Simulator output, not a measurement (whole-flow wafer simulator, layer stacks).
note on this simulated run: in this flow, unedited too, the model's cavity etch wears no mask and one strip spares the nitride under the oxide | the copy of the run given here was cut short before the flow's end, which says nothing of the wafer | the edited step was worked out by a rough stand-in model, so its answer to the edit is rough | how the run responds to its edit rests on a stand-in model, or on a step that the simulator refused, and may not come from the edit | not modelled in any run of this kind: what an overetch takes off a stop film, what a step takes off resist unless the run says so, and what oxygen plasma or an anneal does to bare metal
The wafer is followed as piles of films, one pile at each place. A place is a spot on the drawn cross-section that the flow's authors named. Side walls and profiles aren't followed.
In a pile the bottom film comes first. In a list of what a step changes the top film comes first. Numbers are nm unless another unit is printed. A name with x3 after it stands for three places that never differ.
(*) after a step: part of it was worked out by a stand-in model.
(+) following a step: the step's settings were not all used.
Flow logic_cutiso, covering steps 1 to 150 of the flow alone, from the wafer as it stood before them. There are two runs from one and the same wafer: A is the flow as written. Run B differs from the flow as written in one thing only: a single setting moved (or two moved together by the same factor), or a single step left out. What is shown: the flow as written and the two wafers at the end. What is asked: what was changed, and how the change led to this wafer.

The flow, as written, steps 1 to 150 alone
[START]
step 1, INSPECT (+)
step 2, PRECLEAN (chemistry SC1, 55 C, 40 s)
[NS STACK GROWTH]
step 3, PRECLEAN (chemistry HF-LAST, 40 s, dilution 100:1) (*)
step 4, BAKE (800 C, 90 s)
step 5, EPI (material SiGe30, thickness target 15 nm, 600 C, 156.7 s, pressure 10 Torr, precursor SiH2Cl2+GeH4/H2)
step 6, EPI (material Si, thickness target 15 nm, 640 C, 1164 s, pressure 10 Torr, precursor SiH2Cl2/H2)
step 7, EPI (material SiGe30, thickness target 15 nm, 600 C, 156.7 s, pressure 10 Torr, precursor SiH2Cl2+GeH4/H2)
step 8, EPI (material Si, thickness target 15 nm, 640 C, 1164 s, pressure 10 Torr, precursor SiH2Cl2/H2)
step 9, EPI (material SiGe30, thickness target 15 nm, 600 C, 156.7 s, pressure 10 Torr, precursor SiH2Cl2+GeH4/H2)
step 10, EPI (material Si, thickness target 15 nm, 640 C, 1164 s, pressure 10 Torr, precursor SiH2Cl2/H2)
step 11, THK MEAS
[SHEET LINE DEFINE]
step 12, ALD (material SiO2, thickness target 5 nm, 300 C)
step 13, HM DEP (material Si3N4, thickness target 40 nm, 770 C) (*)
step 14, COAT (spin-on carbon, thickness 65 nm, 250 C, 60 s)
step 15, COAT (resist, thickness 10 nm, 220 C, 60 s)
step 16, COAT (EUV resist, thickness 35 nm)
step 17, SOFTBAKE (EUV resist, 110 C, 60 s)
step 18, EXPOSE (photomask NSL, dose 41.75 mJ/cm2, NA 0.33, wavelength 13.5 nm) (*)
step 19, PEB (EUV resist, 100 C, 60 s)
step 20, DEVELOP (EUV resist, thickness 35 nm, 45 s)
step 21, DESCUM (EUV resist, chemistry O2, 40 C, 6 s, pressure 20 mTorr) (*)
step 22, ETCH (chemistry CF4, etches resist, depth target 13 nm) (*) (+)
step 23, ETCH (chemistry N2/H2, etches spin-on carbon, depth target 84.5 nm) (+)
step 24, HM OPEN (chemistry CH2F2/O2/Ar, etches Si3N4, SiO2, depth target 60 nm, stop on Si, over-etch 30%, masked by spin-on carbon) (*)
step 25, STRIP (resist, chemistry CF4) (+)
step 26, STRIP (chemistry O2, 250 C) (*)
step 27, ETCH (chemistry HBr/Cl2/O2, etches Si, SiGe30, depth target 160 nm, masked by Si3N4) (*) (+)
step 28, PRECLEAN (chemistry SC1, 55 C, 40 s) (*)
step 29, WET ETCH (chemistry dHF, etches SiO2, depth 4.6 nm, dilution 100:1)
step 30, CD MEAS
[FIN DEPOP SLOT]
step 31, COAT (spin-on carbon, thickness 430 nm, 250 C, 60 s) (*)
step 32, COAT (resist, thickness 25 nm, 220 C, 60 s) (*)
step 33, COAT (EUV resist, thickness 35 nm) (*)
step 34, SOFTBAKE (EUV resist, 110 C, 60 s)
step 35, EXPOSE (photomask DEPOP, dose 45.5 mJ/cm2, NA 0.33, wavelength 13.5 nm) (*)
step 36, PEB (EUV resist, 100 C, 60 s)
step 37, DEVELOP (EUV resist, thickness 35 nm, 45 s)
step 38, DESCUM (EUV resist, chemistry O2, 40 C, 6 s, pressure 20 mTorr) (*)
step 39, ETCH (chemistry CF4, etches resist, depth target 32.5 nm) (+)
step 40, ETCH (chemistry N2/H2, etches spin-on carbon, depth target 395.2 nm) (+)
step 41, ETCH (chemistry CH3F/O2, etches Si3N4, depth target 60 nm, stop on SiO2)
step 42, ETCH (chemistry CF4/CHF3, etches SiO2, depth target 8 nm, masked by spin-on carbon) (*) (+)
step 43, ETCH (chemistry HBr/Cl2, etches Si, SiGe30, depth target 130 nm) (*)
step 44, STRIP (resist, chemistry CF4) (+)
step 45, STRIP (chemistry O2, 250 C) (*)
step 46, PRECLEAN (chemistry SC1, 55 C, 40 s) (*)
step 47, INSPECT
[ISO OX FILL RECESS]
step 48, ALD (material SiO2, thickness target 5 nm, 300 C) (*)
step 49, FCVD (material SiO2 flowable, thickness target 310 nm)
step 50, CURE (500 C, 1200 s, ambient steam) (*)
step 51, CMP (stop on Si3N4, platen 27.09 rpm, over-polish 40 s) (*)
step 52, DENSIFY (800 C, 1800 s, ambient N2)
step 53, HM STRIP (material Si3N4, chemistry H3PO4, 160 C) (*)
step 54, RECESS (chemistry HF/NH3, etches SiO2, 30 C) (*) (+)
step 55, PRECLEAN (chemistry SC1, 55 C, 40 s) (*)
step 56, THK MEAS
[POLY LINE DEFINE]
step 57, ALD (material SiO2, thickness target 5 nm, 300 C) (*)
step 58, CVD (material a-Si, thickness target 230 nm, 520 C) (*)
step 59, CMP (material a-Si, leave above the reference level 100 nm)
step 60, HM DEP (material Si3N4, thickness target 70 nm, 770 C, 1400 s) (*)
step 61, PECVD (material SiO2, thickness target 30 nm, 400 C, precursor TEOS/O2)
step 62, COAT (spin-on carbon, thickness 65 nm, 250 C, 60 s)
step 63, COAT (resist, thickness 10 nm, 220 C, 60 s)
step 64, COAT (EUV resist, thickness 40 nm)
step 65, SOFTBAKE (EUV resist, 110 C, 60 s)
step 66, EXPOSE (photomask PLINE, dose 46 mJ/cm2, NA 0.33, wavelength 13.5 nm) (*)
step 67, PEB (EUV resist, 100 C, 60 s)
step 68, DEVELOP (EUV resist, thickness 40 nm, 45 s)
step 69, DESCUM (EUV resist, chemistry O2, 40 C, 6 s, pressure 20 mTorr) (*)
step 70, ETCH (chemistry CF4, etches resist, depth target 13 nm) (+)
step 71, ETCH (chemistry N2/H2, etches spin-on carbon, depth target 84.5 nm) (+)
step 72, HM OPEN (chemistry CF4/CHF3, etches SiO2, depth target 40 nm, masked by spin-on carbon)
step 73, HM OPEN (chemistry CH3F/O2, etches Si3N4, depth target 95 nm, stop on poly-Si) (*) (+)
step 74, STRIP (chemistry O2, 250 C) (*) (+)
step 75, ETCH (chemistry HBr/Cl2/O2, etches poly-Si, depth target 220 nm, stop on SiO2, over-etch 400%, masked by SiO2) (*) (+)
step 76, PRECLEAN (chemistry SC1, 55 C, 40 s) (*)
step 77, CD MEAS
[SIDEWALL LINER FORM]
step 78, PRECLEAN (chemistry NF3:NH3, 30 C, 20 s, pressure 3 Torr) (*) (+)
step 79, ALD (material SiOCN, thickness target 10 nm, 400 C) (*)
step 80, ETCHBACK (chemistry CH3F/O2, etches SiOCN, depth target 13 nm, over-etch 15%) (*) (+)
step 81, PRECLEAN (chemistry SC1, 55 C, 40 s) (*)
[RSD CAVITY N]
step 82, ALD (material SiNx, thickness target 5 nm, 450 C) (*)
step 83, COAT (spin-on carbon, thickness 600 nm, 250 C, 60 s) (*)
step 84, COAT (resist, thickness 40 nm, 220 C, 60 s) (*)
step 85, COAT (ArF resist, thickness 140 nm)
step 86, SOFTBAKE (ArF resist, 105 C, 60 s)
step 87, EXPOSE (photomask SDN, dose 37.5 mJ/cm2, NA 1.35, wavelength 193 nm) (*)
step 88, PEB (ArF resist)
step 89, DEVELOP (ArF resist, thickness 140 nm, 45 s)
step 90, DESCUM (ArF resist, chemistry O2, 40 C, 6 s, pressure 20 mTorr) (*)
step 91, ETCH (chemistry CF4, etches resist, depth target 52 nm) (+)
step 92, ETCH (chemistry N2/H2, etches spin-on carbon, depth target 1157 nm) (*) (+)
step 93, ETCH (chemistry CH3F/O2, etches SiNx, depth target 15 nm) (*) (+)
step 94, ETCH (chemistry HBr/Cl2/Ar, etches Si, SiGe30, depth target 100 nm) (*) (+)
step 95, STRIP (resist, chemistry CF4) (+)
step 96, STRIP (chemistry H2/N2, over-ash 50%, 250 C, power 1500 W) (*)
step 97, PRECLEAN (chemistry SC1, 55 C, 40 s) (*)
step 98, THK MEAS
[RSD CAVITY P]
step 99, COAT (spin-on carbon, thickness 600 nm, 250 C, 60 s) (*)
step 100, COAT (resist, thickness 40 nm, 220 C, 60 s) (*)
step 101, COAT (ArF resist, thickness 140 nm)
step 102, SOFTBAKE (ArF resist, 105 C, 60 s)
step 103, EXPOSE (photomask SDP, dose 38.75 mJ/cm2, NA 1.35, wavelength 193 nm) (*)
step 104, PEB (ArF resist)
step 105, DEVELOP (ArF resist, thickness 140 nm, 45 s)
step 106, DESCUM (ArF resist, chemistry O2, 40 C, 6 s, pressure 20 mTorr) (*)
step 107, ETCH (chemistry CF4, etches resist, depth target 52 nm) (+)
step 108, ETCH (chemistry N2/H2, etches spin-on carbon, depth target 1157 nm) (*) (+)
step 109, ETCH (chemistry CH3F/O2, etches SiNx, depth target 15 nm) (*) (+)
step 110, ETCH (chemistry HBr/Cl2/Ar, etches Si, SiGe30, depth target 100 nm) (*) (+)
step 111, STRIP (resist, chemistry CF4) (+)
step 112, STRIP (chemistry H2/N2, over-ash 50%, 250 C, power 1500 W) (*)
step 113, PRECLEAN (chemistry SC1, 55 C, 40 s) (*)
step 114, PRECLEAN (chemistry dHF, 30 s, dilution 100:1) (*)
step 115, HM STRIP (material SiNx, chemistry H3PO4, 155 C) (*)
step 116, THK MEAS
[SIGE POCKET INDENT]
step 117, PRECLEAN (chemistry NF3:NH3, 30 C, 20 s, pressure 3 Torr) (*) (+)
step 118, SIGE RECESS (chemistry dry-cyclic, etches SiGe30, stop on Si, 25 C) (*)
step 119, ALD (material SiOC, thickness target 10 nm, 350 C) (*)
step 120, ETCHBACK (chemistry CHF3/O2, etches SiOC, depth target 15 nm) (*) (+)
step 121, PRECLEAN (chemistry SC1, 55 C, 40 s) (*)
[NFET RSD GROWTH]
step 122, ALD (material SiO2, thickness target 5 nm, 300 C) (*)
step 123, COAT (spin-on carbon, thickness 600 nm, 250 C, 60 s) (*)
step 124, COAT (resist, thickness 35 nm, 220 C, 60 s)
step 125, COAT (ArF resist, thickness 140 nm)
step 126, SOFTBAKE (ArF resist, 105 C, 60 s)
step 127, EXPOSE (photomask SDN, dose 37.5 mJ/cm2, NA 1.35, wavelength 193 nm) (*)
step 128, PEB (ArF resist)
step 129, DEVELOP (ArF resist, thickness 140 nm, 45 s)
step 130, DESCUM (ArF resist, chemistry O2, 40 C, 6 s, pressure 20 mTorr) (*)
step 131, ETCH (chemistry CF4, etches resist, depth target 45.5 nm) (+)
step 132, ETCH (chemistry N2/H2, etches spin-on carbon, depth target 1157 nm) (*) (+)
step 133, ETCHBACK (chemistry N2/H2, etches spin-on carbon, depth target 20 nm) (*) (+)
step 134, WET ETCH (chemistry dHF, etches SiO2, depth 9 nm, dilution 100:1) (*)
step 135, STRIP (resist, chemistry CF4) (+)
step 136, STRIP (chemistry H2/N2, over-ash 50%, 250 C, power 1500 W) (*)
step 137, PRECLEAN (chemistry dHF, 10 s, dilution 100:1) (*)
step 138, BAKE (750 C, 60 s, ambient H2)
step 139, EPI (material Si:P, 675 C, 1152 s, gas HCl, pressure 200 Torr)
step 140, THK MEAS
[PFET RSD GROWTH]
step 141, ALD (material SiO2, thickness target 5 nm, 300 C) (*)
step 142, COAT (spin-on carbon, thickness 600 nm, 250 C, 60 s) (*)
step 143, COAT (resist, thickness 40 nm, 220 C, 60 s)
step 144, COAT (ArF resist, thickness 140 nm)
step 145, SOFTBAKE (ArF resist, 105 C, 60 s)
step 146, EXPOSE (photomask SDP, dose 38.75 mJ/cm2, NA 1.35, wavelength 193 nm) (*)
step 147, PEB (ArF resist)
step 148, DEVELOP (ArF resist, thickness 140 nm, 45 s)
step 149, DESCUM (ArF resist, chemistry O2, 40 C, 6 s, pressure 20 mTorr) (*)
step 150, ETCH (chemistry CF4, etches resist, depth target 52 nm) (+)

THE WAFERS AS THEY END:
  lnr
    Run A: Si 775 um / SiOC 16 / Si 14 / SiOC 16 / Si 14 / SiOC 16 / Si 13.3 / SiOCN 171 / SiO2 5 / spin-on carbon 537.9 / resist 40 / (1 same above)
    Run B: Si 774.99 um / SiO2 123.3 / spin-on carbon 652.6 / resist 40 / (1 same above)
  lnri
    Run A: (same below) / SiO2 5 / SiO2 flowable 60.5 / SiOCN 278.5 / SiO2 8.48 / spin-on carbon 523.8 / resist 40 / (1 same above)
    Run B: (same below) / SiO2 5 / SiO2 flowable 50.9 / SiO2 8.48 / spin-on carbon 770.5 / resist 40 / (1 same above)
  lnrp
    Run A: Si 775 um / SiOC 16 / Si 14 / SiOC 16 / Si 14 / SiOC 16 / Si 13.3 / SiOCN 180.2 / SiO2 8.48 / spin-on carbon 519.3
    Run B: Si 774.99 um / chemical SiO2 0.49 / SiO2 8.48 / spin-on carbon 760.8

Cause: step 79, ALD: thickness target 4 nm was run, whereas the flow has thickness target 10 nm.

Step by step, how the change led to this:
  step 79, ALD (material SiOCN, thickness target 10 nm, 400 C) (*)
      depop, dpovl, gfld and 19 more: A +10 SiOCN (new film) | B +4 SiOCN (new film)
  step 80, ETCHBACK (chemistry CH3F/O2, etches SiOCN, depth target 13 nm, over-etch 15%) (*) (+)
      lnr, lnrp, lnrt: A +175.1 SiOCN | B -4 SiOCN (all of it), -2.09 Si
      lnri: A +271.9 SiOCN | B -4 SiOCN (all of it), -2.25 SiO2 flowable
      (also at 18 further places)
  step 83, COAT (spin-on carbon, thickness 600 nm, 250 C, 60 s) (*)
      gl, glp, plug, tap: A +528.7 spin-on carbon (new film) | B +497 spin-on carbon (new film)
      rsdn, rsdw, rsdx: A +716.5 spin-on carbon (new film) | B +684.7 spin-on carbon (new film)
      (also at 10 further places)
  step 92, ETCH (chemistry N2/H2, etches spin-on carbon, depth target 1157 nm) (*) (+)
      gl, tap: A -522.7 spin-on carbon (all of it), -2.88 SiNx | B -491 spin-on carbon (all of it), -5 SiNx (all of it), -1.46 SiO2
      gxn: A -522.7 spin-on carbon (all of it), -2.88 SiNx | B -490.9 spin-on carbon (all of it), -5 SiNx (all of it), -1.46 SiO2
      (also at 19 further places)
  step 93, ETCH (chemistry CH3F/O2, etches SiNx, depth target 15 nm) (*) (+)
      gl, gxn, tap: A -2.12 SiNx (all of it), -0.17 SiO2 | B -0.15 SiO2
      lnr, lnrt: A -2.15 SiNx (all of it), -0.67 SiOCN | B -1.31 SiNx (all of it), -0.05 chemical SiO2
      (also at 2 further places)
  step 94, ETCH (chemistry HBr/Cl2/Ar, etches Si, SiGe30, depth target 100 nm) (*) (+)
      lnr, lnrt: A nothing | B -0.44 chemical SiO2 (all of it), -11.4 Si (all of it), -15 SiGe30 (all of it), -15 Si (all of it), -15 SiGe30 (all of it), -15 Si (all of it), -15 SiGe30 (all of it), -13.6 Si
      rsdn, rsdx: A -0.49 chemical SiO2 (all of it), -12.8 Si (all of it), -15 SiGe30 (all of it), -15 Si (all of it), -15 SiGe30 (all of it), -15 Si (all of it), -15 SiGe30 (all of it), -12.2 Si | B -0.44 chemical SiO2 (all of it), -11.4 Si (all of it), -15 SiGe30 (all of it), -15 Si (all of it), -15 SiGe30 (all of it), -15 Si (all of it), -15 SiGe30 (all of it), -13.6 Si
  step 95, STRIP (resist, chemistry CF4) (+)
      depop, dpovl, isow, ns, nsgap: A -13 resist (all of it) | B -5.14 resist (all of it)
      gfld, lnri: A -13 resist (all of it) | B -5.22 resist (all of it)
      (also at 8 further places)
  step 96, STRIP (chemistry H2/N2, over-ash 50%, 250 C, power 1500 W) (*)
      gfld, gxf: A -528.6 spin-on carbon (all of it) | B -496.9 spin-on carbon (all of it)
      glp, plug: A -528.7 spin-on carbon (all of it) | B -497 spin-on carbon (all of it)
      (also at 6 further places)
  step 99, COAT (spin-on carbon, thickness 600 nm, 250 C, 60 s) (*)
      gfld, plug: A +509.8 spin-on carbon (new film) | B +470 spin-on carbon (new film)
      gl, gxn: A +514.9 spin-on carbon (new film) | B +476.5 spin-on carbon (new film)
      (also at 13 further places)
  step 108, ETCH (chemistry N2/H2, etches spin-on carbon, depth target 1157 nm) (*) (+)
      glp, gxp: A -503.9 spin-on carbon (all of it), -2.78 SiNx | B -464 spin-on carbon (all of it), -5 SiNx (all of it), -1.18 SiO2
      depop, dpovl, gfld and 14 more: A -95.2 ArF resist (all of it), -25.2 resist | B -95.2 ArF resist (all of it), -33 resist
      (also at 3 further places)
  step 109, ETCH (chemistry CH3F/O2, etches SiNx, depth target 15 nm) (*) (+)
      glp, gxp: A -2.22 SiNx (all of it), -0.17 SiO2 | B -0.16 SiO2
      rsdp, rsdw: A -4.26 SiNx (all of it) | B -1.45 SiNx (all of it), -0.06 chemical SiO2
      (also at 1 further place)
  step 110, ETCH (chemistry HBr/Cl2/Ar, etches Si, SiGe30, depth target 100 nm) (*) (+)
      lnrp: A nothing | B -0.43 chemical SiO2 (all of it), -11.4 Si (all of it), -15 SiGe30 (all of it), -15 Si (all of it), -15 SiGe30 (all of it), -15 Si (all of it), -15 SiGe30 (all of it), -13.6 Si
      rsdp, rsdw: A -0.49 chemical SiO2 (all of it), -12.8 Si (all of it), -15 SiGe30 (all of it), -15 Si (all of it), -15 SiGe30 (all of it), -15 Si (all of it), -15 SiGe30 (all of it), -12.2 Si | B -0.43 chemical SiO2 (all of it), -11.4 Si (all of it), -15 SiGe30 (all of it), -15 Si (all of it), -15 SiGe30 (all of it), -15 Si (all of it), -15 SiGe30 (all of it), -13.6 Si
  step 111, STRIP (resist, chemistry CF4) (+)
      depop, dpovl, isow, ns, nsgap: A -14 resist (all of it) | B -6.55 resist (all of it)
      gxn, lnr, rsdn: A -14.1 resist (all of it) | B -6.66 resist (all of it)
      (also at 9 further places)
  step 112, STRIP (chemistry H2/N2, over-ash 50%, 250 C, power 1500 W) (*)
      gfld, plug: A -509.8 spin-on carbon (all of it) | B -470 spin-on carbon (all of it)
      gl, gxn: A -514.9 spin-on carbon (all of it) | B -476.5 spin-on carbon (all of it)
      (also at 8 further places)
  step 114, PRECLEAN (chemistry dHF, 30 s, dilution 100:1) (*)
      lnr, lnrt: A -0.49 SiOCN | B -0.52 chemical SiO2 (all of it)
  step 115, HM STRIP (material SiNx, chemistry H3PO4, 155 C) (*)
      lnr, lnrp, lnrt: A -0.58 SiOCN | B +0.5 chemical SiO2 (new film), -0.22 Si
  ... another 12 steps ...
  step 142, COAT (spin-on carbon, thickness 600 nm, 250 C, 60 s) (*)
      gfld, gxf, plug: A +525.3 spin-on carbon (new film) | B +485.5 spin-on carbon (new film)
      gl, tap: A +547.8 spin-on carbon (new film) | B +507.2 spin-on carbon (new film)
      (also at 12 further places)
